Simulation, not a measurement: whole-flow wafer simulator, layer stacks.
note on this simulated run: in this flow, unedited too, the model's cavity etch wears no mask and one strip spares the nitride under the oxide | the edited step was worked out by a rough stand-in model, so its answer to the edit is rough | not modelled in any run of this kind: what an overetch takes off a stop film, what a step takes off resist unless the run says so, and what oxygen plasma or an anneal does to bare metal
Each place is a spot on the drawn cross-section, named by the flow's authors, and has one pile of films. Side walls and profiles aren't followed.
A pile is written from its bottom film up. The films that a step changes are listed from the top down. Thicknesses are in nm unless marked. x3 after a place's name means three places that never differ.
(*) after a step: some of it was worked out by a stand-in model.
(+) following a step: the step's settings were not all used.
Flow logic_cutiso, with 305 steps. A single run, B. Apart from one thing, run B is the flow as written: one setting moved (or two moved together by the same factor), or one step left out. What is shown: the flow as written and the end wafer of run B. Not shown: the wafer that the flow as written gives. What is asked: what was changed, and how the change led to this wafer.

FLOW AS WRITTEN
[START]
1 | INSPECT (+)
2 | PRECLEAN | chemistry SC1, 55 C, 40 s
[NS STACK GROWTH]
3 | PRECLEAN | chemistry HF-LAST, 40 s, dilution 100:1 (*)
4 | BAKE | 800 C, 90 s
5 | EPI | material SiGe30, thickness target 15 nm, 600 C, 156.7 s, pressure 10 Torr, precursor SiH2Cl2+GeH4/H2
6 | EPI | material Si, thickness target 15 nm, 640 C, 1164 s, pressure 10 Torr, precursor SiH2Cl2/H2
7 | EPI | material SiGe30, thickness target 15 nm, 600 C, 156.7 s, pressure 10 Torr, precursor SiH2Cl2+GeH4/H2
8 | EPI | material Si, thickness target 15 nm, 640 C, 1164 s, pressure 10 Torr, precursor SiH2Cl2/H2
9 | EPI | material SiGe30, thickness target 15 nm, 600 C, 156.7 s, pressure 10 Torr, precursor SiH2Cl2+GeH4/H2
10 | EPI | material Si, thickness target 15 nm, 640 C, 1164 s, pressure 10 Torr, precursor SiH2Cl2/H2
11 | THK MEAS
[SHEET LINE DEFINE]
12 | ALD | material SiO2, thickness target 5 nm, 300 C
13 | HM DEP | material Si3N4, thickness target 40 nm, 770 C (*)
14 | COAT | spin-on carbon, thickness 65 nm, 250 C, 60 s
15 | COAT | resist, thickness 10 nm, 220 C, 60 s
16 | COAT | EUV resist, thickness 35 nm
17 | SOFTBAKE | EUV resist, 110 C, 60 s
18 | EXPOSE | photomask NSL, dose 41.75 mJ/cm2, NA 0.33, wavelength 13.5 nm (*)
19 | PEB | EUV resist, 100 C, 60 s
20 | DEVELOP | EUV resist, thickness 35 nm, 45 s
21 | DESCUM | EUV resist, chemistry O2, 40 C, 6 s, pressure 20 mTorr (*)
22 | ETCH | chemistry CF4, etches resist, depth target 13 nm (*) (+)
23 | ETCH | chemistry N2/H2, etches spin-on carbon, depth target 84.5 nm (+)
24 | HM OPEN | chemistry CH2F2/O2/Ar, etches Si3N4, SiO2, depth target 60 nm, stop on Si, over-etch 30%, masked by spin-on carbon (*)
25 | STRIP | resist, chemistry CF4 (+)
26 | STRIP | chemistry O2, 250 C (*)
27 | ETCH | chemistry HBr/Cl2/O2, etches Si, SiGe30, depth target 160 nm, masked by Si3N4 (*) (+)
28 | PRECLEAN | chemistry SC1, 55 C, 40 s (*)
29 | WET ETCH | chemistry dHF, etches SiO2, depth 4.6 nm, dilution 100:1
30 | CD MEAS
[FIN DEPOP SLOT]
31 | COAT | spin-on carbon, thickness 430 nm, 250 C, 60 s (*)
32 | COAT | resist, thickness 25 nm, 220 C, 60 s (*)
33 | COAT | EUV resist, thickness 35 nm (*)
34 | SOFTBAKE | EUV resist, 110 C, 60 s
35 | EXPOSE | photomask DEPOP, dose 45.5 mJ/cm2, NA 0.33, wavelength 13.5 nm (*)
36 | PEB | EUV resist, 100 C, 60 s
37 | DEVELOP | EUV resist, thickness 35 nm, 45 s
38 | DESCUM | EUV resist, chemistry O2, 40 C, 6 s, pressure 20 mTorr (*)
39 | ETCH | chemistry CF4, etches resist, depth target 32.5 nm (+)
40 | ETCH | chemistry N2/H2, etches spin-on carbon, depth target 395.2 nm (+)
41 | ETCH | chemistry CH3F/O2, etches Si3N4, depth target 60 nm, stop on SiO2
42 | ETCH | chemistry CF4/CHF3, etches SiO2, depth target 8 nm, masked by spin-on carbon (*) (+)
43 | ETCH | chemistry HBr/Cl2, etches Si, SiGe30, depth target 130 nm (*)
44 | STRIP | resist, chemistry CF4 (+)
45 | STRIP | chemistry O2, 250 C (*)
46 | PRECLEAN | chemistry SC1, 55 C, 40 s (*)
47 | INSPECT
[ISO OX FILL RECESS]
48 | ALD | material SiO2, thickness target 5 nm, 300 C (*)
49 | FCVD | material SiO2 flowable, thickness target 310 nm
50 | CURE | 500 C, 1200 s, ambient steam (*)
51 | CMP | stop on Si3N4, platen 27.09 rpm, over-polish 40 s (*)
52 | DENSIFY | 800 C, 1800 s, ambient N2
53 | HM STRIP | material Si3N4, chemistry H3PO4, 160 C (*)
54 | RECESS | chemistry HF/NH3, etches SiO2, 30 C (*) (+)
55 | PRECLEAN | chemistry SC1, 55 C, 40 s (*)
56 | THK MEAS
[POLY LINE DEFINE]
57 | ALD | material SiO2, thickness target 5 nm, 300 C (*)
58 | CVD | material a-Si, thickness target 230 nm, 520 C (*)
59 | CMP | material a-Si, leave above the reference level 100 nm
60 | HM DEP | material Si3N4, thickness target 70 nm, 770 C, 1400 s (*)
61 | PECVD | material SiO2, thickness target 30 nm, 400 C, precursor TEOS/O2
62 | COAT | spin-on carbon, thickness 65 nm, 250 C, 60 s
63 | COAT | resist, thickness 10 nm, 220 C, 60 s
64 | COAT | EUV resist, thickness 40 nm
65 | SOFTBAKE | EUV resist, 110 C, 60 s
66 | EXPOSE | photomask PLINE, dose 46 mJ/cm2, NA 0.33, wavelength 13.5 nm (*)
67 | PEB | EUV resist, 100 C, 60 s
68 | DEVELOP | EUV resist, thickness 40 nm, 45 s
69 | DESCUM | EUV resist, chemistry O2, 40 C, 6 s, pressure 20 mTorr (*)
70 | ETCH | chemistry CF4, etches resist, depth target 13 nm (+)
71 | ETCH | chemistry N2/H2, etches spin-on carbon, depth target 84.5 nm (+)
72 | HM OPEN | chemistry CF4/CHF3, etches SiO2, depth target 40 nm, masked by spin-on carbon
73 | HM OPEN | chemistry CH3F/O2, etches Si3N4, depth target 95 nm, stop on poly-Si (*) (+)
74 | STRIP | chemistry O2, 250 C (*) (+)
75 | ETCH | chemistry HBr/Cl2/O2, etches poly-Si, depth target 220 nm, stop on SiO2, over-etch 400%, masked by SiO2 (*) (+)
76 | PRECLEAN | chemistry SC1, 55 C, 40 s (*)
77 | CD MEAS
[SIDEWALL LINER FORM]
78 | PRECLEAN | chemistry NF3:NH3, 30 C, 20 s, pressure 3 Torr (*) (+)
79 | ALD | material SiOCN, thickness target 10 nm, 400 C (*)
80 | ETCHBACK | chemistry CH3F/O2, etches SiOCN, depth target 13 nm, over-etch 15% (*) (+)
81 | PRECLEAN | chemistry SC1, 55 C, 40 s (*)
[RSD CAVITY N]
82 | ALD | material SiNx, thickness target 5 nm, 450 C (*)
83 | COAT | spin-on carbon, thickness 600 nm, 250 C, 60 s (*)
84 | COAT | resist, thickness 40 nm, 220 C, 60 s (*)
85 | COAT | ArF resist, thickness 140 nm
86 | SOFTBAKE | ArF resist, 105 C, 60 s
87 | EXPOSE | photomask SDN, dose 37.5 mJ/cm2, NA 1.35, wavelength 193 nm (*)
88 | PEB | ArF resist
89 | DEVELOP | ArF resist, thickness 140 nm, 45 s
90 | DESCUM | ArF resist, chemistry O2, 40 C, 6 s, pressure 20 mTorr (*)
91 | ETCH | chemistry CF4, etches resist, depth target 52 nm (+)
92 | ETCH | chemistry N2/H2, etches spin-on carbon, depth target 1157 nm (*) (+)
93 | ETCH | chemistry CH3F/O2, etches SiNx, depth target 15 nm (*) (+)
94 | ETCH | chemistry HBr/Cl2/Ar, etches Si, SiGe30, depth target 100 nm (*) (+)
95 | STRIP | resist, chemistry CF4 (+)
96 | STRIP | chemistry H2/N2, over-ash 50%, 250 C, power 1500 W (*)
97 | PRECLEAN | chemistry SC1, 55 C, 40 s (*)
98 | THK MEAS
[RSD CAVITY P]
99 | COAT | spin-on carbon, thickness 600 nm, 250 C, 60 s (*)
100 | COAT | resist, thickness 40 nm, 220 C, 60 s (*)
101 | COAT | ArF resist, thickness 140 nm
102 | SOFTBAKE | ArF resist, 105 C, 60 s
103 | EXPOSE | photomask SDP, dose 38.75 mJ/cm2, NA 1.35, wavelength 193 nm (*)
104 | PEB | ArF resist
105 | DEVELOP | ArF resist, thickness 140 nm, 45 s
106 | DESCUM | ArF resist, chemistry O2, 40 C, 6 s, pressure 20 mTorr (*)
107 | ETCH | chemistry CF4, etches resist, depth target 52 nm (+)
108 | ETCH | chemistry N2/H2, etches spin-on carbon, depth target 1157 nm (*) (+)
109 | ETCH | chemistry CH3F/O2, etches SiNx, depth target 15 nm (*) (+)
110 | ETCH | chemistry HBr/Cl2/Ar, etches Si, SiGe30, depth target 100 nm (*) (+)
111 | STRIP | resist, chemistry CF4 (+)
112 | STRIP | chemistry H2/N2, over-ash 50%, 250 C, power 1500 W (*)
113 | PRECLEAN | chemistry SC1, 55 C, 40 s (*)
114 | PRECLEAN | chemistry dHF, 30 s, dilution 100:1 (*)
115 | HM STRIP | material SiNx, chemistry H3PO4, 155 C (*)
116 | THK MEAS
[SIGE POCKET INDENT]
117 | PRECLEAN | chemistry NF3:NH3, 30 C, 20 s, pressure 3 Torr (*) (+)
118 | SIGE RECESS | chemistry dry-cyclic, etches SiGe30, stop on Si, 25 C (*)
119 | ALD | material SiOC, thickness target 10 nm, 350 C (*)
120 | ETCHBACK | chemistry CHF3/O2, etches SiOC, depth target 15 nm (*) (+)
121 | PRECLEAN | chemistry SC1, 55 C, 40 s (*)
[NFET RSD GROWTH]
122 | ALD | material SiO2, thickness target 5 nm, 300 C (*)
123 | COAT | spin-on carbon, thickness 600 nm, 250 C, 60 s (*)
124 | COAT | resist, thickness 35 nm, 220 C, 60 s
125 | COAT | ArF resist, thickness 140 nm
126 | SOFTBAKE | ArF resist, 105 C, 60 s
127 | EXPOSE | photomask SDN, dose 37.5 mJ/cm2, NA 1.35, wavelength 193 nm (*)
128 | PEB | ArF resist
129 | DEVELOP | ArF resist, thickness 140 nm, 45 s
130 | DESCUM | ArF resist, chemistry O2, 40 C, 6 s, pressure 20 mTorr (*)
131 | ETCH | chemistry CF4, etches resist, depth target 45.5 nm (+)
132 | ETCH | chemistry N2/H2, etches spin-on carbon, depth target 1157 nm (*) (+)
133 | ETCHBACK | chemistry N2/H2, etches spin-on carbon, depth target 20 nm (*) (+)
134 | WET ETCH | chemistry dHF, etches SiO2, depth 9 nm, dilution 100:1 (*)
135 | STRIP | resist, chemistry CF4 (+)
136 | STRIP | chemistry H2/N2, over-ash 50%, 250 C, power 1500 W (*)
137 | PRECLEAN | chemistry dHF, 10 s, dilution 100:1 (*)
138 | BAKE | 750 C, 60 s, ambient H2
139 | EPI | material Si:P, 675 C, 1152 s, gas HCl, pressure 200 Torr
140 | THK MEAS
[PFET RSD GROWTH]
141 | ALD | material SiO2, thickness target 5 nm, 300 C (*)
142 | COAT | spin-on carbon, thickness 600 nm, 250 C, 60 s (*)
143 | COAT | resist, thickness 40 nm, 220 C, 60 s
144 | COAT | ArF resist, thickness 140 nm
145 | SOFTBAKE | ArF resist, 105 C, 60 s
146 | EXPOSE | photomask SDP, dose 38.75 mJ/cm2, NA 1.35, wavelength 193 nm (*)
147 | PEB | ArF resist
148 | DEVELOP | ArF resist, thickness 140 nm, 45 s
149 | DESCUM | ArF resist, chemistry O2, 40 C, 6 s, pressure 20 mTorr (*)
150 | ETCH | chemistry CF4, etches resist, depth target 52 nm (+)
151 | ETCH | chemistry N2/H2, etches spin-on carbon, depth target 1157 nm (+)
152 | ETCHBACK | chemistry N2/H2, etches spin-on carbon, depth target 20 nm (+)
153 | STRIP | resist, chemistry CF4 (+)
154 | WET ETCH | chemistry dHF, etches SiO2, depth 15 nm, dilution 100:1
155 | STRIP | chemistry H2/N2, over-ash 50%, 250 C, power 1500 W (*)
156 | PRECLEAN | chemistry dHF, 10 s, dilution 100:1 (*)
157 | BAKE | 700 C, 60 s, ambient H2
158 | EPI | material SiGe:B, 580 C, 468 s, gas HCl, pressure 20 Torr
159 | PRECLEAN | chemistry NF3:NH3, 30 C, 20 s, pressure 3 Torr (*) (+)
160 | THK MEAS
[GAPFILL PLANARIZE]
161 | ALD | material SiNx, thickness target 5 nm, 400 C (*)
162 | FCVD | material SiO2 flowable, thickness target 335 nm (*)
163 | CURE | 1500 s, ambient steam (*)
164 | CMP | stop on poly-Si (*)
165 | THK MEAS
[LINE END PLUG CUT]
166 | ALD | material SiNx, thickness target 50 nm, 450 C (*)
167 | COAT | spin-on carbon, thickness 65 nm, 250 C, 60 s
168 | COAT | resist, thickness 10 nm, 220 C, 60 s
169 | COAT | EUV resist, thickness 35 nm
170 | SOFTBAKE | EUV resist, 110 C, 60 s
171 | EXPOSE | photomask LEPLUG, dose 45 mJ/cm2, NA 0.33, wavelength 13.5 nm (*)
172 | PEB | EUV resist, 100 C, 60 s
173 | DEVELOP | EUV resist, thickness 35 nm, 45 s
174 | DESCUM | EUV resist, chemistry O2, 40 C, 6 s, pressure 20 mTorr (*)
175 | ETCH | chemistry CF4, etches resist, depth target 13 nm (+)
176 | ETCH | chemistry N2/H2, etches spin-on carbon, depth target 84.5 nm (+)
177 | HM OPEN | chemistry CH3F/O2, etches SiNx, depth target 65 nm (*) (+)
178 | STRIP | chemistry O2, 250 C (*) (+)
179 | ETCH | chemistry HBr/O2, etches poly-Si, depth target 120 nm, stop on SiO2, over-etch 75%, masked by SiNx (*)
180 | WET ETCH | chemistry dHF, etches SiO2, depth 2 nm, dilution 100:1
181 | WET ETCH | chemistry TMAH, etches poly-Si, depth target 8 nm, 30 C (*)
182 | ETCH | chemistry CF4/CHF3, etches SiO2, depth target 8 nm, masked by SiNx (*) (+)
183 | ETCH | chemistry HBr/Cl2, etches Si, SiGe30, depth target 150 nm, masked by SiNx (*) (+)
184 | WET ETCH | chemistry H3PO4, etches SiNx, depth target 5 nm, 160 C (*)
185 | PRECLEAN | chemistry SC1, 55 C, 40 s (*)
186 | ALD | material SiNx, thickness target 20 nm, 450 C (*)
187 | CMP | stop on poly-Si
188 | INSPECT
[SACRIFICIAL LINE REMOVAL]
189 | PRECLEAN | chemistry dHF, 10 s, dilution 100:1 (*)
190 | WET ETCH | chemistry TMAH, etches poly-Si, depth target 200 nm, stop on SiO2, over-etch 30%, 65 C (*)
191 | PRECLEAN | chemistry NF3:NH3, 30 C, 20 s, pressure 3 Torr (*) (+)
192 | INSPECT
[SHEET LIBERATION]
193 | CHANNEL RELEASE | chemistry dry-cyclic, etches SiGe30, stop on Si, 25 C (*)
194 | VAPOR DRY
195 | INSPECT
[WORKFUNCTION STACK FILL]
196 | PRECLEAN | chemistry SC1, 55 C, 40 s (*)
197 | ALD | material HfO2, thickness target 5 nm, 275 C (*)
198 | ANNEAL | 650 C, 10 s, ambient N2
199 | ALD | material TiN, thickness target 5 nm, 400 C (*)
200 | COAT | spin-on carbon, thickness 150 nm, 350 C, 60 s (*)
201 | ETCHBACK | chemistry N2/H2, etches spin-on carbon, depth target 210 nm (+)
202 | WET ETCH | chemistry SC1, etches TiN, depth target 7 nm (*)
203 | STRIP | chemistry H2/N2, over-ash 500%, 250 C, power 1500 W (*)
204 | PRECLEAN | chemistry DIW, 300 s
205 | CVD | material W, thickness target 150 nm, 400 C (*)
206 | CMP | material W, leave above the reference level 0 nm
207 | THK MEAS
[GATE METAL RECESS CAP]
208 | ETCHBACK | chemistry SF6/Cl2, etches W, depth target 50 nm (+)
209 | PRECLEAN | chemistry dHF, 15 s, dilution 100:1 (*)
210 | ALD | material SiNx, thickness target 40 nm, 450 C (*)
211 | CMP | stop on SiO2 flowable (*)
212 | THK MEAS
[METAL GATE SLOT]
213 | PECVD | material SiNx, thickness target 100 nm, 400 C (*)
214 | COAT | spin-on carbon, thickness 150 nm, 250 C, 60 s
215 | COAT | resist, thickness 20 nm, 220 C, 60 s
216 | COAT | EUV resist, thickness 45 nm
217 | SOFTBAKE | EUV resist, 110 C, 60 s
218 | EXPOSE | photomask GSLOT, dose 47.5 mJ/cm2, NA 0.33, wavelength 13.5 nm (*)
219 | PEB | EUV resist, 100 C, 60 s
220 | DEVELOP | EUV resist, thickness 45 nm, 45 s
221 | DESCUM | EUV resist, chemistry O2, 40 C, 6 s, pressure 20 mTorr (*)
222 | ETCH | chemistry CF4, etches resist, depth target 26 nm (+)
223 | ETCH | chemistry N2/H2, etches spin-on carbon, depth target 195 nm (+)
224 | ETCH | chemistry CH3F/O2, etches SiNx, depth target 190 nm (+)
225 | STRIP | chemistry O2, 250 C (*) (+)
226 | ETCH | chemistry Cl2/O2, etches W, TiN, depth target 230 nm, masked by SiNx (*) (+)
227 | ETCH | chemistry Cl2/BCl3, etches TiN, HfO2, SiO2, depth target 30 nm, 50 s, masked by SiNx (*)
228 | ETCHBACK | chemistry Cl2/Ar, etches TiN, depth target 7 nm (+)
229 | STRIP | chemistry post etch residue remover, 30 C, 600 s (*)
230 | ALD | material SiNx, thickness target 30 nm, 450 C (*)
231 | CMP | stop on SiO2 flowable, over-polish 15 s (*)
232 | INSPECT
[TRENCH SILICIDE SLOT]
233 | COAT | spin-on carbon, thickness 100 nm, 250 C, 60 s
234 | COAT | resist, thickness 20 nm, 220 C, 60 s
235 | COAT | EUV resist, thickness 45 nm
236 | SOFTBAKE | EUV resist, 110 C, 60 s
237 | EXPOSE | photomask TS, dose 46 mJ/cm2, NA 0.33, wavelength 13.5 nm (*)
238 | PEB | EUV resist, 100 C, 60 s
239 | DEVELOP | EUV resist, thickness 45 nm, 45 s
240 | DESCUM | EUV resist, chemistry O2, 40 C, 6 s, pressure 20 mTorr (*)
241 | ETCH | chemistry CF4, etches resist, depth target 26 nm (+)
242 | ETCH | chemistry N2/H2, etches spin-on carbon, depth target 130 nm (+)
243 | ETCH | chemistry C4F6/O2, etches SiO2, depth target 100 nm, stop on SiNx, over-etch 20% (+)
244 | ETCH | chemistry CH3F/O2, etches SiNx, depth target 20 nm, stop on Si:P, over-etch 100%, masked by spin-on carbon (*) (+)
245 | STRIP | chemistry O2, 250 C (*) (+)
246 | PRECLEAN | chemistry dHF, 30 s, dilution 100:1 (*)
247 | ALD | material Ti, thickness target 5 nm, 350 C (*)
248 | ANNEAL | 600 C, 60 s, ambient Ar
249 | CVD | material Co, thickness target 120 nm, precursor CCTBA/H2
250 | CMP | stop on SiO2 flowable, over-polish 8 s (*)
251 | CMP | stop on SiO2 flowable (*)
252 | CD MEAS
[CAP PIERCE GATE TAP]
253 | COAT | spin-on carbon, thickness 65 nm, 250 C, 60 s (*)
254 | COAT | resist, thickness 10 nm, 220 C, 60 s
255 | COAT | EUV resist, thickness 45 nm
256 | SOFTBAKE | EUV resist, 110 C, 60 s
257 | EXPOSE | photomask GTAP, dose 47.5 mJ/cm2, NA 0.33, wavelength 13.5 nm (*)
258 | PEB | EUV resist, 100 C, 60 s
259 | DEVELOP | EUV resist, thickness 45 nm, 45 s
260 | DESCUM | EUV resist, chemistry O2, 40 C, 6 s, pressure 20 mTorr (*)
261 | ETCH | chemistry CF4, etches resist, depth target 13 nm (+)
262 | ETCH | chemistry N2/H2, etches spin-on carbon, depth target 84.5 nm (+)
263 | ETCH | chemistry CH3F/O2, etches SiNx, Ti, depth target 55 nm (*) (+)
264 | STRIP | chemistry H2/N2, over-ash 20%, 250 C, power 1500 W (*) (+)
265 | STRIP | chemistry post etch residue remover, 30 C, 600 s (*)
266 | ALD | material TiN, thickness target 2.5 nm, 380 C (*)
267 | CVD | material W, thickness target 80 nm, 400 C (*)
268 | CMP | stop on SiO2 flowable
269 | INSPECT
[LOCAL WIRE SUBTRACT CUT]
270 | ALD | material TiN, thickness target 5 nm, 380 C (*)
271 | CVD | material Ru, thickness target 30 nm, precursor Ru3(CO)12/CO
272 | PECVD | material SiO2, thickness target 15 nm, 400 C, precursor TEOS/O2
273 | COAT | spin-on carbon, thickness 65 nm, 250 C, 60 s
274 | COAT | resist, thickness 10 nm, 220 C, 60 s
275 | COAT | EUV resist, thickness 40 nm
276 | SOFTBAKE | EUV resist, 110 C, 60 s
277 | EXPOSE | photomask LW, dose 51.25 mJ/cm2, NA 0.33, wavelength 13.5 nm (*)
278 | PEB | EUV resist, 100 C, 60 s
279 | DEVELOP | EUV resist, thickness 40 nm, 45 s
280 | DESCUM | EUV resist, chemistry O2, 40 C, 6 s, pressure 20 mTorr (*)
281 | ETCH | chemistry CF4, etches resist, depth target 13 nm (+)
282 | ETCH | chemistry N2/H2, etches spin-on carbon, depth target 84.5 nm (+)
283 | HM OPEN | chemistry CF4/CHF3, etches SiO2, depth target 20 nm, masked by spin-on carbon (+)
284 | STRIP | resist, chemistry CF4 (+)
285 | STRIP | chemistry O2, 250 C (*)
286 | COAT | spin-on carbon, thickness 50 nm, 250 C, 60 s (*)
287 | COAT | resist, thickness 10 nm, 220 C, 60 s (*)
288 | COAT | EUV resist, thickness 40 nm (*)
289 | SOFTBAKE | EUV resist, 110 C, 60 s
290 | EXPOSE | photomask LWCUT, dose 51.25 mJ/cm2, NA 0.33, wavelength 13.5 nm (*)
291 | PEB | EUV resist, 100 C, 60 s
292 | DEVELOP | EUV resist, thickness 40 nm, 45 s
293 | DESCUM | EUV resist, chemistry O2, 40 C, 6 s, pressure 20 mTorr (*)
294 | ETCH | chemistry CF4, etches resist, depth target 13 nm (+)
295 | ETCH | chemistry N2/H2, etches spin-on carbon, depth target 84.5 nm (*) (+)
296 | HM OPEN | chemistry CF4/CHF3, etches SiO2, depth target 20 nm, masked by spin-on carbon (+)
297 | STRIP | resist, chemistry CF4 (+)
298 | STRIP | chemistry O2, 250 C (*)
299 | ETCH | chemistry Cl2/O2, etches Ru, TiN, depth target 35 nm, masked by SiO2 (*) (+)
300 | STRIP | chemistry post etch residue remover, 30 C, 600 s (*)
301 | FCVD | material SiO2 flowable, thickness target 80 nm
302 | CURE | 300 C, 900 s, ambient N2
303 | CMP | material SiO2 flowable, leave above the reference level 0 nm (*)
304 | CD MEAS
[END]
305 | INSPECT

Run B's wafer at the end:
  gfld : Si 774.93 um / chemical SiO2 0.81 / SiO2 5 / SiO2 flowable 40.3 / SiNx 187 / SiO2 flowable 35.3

The reason: step 226, ETCH: depth target 126.5 nm was run, whereas the flow has depth target 230 nm.

How this came from the change, step by step:
  226 | ETCH | chemistry Cl2/O2, etches W, TiN, depth target 230 nm, masked by SiNx (*) (+)
      depop, dpovl, gl and 18 more: SiNx loses 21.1 (as written it would have been: SiNx loses 30.8)
      gfld: W loses 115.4 (all of it), TiN loses 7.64 (all of it), HfO2 loses 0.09 (as written it would have been: W loses 115.4 (all of it), TiN loses 7.64 (all of it), HfO2 loses 1.54)
  227 | ETCH | chemistry Cl2/BCl3, etches TiN, HfO2, SiO2, depth target 30 nm, 50 s, masked by SiNx (*)
      gfld: HfO2 loses 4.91 (all of it), SiO2 flowable loses 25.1 (as written it would have been: HfO2 loses 3.46 (all of it), SiO2 flowable loses 26.5)
  230 | ALD | material SiNx, thickness target 30 nm, 450 C (*)
      gfld: SiNx gains 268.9 (new film) (as written it would have been: SiNx gains 260.6 (new film))
  231 | CMP | stop on SiO2 flowable, over-polish 15 s (*)
      depop, dpovl, gfld and 10 more: SiNx loses 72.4 (as written it would have been: SiNx loses 62.7)
      lnr, lnri, lnrp, lnrt: SiNx loses 70.7 (all of it), SiOCN loses 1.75 (as written it would have been: SiNx loses 61 (all of it), SiOCN loses 1.75)
      (and at 5 other places as well)
